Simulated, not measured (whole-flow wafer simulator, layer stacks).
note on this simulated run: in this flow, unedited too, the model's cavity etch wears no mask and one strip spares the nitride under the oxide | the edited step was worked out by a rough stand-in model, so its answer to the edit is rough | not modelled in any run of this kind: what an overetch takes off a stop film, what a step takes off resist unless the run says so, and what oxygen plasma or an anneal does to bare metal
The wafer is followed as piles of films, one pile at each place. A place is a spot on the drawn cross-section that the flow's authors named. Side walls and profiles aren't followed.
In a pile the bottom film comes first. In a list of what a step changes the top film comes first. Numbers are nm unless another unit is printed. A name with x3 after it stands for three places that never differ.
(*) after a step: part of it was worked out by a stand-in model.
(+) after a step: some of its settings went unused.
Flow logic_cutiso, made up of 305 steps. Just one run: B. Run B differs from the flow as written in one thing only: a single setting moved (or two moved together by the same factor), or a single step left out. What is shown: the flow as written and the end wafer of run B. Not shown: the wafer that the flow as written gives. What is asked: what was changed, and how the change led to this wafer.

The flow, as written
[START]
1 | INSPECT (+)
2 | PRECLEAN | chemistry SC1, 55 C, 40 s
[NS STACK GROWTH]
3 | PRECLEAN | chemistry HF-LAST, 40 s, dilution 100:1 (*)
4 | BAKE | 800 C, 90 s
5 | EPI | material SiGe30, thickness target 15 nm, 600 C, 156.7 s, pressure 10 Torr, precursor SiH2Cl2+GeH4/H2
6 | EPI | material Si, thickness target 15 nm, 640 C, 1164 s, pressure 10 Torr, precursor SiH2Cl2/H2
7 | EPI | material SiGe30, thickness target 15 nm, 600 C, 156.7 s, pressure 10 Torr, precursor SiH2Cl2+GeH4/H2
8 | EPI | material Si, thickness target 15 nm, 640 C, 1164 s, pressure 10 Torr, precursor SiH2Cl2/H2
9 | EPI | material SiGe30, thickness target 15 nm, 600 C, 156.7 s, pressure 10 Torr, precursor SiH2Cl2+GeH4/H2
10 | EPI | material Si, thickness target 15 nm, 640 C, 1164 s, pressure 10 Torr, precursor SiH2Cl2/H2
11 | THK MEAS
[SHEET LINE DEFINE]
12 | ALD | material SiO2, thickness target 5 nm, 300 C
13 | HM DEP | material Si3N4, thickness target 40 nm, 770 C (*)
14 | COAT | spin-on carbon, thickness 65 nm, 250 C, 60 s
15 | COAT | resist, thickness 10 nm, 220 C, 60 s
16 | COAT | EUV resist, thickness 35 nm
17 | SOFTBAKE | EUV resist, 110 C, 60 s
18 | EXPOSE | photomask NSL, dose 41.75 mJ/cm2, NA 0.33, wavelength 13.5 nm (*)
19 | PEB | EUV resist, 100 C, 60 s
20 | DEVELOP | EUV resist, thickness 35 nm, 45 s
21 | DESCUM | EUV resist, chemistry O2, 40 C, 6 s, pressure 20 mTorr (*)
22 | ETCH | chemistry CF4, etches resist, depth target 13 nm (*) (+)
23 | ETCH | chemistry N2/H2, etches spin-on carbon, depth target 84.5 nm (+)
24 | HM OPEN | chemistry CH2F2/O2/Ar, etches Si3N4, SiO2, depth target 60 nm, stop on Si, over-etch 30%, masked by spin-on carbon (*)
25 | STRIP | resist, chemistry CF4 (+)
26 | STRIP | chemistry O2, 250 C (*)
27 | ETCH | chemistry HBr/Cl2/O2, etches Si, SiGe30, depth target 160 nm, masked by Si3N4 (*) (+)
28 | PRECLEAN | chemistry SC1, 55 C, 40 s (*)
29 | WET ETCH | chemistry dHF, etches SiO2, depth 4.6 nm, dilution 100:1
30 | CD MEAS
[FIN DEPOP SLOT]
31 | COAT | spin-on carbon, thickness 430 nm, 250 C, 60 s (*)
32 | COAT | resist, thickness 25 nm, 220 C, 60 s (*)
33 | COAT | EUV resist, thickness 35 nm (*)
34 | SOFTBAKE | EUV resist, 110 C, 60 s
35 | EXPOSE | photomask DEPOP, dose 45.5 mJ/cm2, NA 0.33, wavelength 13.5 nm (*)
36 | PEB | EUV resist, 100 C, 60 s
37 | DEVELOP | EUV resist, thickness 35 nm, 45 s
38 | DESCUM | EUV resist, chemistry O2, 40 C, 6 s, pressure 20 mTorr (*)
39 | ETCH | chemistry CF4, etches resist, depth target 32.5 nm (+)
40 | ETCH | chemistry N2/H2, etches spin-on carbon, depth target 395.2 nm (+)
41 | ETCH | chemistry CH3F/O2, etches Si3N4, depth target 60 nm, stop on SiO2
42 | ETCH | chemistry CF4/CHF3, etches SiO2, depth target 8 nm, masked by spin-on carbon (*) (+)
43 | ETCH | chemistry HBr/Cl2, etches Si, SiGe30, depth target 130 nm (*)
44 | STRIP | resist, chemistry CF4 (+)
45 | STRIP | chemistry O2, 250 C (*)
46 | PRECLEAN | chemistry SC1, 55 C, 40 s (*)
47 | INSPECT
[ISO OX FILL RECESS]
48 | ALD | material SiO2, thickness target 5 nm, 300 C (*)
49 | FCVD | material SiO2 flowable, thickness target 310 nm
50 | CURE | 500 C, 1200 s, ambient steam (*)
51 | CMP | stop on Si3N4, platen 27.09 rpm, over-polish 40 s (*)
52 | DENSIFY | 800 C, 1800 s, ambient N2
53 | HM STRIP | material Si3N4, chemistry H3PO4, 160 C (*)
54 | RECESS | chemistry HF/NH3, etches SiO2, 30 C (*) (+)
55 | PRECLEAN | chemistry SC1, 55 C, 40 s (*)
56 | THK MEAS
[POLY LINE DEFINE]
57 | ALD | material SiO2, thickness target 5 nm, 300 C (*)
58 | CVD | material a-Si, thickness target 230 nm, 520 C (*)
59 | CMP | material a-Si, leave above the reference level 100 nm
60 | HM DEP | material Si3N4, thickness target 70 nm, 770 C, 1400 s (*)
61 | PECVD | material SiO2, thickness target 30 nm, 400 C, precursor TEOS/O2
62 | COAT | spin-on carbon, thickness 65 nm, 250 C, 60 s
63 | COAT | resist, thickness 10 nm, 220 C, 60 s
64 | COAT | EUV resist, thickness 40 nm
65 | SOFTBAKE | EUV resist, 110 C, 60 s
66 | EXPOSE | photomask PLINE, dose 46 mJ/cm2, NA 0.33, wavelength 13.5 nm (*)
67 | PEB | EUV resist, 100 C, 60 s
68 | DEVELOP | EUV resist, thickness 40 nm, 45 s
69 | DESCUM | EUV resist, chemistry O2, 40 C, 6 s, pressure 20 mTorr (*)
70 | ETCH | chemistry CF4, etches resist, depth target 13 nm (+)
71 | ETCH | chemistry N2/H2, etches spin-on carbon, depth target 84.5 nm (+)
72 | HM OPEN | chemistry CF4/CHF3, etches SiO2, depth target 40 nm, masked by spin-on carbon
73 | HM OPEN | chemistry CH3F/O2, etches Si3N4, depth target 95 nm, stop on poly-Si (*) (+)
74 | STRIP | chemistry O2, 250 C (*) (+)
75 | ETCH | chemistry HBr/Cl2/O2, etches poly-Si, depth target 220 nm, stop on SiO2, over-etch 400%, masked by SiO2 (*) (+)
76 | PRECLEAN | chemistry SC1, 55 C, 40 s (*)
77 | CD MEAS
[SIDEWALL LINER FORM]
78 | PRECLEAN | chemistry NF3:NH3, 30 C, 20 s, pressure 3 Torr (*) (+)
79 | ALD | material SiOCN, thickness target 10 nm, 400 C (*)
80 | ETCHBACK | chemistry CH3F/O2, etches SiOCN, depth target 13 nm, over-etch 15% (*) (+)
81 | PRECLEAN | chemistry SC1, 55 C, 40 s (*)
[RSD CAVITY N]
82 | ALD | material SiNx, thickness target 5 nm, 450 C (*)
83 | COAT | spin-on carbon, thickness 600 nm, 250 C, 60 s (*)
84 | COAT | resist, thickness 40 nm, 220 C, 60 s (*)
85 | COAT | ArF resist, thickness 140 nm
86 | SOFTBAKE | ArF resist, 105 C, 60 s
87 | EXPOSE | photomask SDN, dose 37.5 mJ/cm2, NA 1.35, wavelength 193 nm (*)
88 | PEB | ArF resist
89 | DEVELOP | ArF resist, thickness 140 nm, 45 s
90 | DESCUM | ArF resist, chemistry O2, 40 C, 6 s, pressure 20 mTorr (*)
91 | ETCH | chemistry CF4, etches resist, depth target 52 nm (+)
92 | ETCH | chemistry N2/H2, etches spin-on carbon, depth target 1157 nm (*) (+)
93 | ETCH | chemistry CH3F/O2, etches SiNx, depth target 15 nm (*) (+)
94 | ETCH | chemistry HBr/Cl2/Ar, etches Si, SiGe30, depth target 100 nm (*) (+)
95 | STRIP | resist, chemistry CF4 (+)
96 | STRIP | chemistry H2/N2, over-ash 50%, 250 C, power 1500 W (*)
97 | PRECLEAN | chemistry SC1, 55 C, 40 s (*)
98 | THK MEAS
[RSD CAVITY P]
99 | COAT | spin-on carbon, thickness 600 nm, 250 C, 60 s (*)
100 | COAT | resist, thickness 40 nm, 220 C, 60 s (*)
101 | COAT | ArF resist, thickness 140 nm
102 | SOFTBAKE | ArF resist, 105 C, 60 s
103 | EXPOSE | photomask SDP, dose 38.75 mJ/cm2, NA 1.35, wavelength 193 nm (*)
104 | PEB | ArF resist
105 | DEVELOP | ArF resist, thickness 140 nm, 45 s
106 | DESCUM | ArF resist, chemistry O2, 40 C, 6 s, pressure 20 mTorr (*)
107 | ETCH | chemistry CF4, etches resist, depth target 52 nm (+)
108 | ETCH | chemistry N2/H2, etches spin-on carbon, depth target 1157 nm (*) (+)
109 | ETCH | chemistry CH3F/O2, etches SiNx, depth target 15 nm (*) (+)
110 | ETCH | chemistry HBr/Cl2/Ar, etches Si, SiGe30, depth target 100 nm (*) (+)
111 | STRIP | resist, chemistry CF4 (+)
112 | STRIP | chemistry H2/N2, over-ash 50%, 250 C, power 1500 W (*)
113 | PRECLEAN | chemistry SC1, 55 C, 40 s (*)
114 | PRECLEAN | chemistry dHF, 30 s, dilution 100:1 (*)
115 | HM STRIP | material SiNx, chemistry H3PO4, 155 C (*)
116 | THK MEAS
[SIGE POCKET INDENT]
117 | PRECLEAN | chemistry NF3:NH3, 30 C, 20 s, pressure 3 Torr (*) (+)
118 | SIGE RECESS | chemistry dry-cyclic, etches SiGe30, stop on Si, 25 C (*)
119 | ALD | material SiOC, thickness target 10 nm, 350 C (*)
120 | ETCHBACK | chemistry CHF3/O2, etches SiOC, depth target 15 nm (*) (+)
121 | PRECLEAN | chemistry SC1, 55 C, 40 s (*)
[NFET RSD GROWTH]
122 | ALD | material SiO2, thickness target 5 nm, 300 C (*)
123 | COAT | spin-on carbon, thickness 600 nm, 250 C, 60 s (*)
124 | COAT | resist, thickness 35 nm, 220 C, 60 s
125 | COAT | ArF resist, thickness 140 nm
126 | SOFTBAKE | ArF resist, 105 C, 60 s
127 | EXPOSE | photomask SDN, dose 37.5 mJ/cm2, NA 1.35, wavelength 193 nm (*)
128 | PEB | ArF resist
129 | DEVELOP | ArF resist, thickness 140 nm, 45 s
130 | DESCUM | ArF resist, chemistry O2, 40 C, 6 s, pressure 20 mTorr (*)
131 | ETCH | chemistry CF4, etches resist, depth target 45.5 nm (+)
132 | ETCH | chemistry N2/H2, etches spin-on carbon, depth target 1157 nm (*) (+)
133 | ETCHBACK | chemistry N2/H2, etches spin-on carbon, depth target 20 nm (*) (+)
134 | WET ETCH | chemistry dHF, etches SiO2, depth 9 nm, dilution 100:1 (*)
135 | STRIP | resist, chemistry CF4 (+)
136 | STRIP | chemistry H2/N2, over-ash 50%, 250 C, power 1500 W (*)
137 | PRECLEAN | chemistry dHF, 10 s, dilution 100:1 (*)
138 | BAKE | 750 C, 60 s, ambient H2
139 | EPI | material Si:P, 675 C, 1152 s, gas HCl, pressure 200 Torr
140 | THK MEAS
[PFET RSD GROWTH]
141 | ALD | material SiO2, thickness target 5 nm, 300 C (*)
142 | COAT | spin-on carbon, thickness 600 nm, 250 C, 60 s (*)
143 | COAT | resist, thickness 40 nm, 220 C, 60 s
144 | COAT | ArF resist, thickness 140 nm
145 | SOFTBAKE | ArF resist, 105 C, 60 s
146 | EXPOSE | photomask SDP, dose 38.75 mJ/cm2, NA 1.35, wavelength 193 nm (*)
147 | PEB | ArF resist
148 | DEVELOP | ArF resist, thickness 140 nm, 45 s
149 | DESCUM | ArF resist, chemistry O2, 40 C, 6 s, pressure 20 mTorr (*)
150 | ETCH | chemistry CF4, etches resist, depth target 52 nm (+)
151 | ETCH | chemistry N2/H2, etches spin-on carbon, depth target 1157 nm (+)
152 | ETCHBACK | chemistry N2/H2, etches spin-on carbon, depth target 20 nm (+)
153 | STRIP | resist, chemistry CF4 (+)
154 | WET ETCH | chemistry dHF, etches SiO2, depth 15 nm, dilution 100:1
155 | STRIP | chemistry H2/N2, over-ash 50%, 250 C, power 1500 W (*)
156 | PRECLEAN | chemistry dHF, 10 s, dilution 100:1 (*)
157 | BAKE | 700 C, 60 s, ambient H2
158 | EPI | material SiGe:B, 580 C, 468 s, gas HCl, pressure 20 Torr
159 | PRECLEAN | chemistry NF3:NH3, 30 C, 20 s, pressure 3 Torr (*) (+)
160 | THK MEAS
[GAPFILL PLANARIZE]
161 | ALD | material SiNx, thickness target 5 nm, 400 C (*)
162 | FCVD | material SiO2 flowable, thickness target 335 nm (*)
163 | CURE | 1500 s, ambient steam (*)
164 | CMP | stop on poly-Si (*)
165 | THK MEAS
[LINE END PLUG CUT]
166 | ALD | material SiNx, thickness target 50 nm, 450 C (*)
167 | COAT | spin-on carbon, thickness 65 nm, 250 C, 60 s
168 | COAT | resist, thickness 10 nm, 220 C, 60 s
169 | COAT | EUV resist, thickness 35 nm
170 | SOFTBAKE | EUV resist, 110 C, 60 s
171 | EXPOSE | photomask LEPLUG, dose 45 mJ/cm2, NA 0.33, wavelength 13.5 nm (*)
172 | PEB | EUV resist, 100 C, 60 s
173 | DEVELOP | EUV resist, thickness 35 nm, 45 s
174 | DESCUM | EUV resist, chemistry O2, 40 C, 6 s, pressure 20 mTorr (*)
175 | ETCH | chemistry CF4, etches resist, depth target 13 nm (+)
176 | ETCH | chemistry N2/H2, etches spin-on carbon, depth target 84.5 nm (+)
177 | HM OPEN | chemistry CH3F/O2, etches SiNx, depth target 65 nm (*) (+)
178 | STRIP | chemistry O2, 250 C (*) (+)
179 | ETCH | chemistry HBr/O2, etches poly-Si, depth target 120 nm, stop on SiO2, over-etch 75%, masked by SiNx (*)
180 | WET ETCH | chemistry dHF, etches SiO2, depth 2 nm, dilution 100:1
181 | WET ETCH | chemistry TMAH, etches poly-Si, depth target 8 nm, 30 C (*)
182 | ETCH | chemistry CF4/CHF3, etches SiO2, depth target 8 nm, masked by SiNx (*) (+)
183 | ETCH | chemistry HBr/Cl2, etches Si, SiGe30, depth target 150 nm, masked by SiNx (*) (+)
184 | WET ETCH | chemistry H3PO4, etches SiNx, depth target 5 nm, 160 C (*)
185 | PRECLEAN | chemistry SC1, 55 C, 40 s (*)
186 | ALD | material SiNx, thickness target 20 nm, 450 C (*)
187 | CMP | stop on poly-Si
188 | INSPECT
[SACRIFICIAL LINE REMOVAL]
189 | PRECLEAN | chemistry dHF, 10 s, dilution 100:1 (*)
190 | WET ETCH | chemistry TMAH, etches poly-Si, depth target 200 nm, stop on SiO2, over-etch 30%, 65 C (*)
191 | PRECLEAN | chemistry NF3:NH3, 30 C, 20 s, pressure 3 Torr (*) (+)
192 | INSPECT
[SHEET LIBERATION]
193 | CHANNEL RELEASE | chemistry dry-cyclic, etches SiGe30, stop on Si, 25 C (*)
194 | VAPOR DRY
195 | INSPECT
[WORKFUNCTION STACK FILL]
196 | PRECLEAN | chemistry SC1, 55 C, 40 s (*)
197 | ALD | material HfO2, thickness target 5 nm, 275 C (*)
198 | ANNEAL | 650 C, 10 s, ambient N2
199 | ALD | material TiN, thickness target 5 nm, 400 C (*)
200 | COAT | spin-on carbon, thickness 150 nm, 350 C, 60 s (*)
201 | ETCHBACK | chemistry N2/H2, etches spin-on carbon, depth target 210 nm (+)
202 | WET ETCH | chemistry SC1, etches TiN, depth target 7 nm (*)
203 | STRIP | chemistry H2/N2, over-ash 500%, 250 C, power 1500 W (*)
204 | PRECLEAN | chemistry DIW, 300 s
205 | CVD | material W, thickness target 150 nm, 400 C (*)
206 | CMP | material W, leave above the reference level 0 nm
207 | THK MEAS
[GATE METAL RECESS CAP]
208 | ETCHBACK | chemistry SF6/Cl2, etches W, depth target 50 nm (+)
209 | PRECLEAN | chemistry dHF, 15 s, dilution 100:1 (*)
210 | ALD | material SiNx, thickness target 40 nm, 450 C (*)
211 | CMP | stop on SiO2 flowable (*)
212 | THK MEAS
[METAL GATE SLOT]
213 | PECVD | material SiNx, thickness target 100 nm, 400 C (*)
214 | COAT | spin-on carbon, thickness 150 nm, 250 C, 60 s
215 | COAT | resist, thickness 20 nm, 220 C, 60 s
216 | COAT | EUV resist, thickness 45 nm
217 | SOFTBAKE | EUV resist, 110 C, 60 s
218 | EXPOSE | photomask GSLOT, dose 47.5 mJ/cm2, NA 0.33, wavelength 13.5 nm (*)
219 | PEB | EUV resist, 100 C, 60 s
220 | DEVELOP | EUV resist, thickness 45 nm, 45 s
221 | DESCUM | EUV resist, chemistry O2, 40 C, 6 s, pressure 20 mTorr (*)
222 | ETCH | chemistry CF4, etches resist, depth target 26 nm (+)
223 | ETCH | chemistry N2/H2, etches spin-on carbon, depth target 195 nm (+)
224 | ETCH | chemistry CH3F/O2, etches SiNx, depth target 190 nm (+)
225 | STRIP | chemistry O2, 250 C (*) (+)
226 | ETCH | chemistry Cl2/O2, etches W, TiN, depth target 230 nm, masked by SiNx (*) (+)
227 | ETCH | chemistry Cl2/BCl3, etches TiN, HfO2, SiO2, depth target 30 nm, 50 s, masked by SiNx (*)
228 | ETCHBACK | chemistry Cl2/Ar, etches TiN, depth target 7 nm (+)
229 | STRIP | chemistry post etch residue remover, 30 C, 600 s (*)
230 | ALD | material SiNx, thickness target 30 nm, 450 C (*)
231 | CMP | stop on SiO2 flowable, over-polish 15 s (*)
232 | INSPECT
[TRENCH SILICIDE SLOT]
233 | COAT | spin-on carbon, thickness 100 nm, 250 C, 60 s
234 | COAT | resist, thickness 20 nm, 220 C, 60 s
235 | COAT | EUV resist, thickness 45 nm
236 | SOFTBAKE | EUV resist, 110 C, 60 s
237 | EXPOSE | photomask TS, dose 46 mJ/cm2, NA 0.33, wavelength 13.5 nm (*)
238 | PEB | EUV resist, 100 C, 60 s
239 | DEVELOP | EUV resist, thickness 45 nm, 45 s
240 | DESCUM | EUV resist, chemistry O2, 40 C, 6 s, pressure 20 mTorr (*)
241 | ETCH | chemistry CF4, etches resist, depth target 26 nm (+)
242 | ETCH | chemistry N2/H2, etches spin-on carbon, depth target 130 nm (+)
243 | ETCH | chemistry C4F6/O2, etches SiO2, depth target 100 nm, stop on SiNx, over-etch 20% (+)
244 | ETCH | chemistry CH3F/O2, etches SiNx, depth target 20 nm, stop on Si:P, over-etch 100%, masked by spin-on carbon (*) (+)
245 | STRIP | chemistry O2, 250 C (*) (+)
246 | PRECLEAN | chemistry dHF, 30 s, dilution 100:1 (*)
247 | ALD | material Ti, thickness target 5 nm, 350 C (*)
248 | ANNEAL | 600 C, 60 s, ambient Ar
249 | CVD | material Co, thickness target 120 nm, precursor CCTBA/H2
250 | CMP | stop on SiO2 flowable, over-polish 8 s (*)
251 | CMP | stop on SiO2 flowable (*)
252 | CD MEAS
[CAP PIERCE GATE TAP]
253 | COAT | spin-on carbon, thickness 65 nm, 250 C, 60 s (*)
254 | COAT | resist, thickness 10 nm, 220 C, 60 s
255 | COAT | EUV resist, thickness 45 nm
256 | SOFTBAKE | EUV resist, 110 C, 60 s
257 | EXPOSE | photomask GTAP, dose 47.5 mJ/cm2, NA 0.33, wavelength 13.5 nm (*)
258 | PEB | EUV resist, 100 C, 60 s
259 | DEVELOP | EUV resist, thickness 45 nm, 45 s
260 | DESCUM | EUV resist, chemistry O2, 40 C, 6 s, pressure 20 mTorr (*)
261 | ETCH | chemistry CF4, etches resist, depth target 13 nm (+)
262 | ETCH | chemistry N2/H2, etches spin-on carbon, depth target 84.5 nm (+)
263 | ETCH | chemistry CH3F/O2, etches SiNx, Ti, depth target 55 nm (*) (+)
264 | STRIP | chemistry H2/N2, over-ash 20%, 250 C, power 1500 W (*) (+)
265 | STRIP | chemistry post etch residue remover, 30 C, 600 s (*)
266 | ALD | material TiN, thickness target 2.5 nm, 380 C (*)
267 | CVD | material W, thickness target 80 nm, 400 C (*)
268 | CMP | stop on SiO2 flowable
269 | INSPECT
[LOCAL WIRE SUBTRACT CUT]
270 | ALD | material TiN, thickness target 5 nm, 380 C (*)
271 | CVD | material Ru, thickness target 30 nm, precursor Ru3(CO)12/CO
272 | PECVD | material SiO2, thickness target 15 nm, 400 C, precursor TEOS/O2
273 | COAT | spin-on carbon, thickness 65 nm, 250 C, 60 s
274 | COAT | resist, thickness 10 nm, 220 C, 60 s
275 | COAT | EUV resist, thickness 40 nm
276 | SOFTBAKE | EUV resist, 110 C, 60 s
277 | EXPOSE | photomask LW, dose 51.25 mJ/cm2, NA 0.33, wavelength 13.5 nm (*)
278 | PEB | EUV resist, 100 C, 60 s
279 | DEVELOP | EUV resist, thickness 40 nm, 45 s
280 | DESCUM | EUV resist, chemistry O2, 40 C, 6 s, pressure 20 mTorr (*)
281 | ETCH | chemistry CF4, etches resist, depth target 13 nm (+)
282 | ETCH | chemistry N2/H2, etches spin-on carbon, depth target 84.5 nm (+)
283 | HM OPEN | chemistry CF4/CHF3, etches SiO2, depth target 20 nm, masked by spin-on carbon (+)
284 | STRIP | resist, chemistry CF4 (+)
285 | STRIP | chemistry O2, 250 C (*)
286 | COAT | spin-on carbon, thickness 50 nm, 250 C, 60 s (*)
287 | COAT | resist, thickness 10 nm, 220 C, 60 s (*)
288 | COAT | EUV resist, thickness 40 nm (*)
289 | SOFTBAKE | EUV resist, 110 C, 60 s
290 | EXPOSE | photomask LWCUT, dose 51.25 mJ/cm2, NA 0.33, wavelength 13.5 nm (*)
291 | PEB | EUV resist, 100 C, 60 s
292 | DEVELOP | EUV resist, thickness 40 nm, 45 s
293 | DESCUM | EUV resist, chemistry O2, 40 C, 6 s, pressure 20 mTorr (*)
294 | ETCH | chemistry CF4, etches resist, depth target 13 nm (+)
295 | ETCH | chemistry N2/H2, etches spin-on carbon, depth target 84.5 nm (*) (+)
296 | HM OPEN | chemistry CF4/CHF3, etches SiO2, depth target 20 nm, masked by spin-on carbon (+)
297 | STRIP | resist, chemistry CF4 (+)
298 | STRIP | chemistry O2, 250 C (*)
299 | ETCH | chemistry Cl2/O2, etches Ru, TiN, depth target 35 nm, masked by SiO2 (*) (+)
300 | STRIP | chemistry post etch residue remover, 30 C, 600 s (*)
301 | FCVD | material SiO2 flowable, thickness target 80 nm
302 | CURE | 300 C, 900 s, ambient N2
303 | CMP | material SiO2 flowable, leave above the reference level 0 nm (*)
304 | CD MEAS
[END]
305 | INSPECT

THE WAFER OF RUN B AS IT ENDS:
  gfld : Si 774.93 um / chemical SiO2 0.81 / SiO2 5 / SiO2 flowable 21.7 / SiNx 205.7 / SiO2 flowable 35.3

The reason: step 227, ETCH: depth target 47.2 nm was run, while the flow as written has depth target 30 nm; step 227, ETCH: 78.8 s was run, where the flow has 50 s.

The path from the change to this, step by step:
  227 | ETCH | chemistry Cl2/BCl3, etches TiN, HfO2, SiO2, depth target 30 nm, 50 s, masked by SiNx (*)
      depop, dpovl, gl and 18 more: SiNx loses 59 (in the flow as written it would be: SiNx loses 37.4)
      gfld: HfO2 loses 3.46 (all of it), SiO2 flowable loses 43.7 (in the flow as written it would be: HfO2 loses 3.46 (all of it), SiO2 flowable loses 26.5)
  231 | CMP | stop on SiO2 flowable, over-polish 15 s (*)
      depop, dpovl, gfld and 10 more: SiNx loses 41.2 (in the flow as written it would be: SiNx loses 62.7)
      lnr, lnri, lnrp, lnrt: SiNx loses 39.4 (all of it), SiOCN loses 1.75 (in the flow as written it would be: SiNx loses 61 (all of it), SiOCN loses 1.75)
      (also at 5 further places)
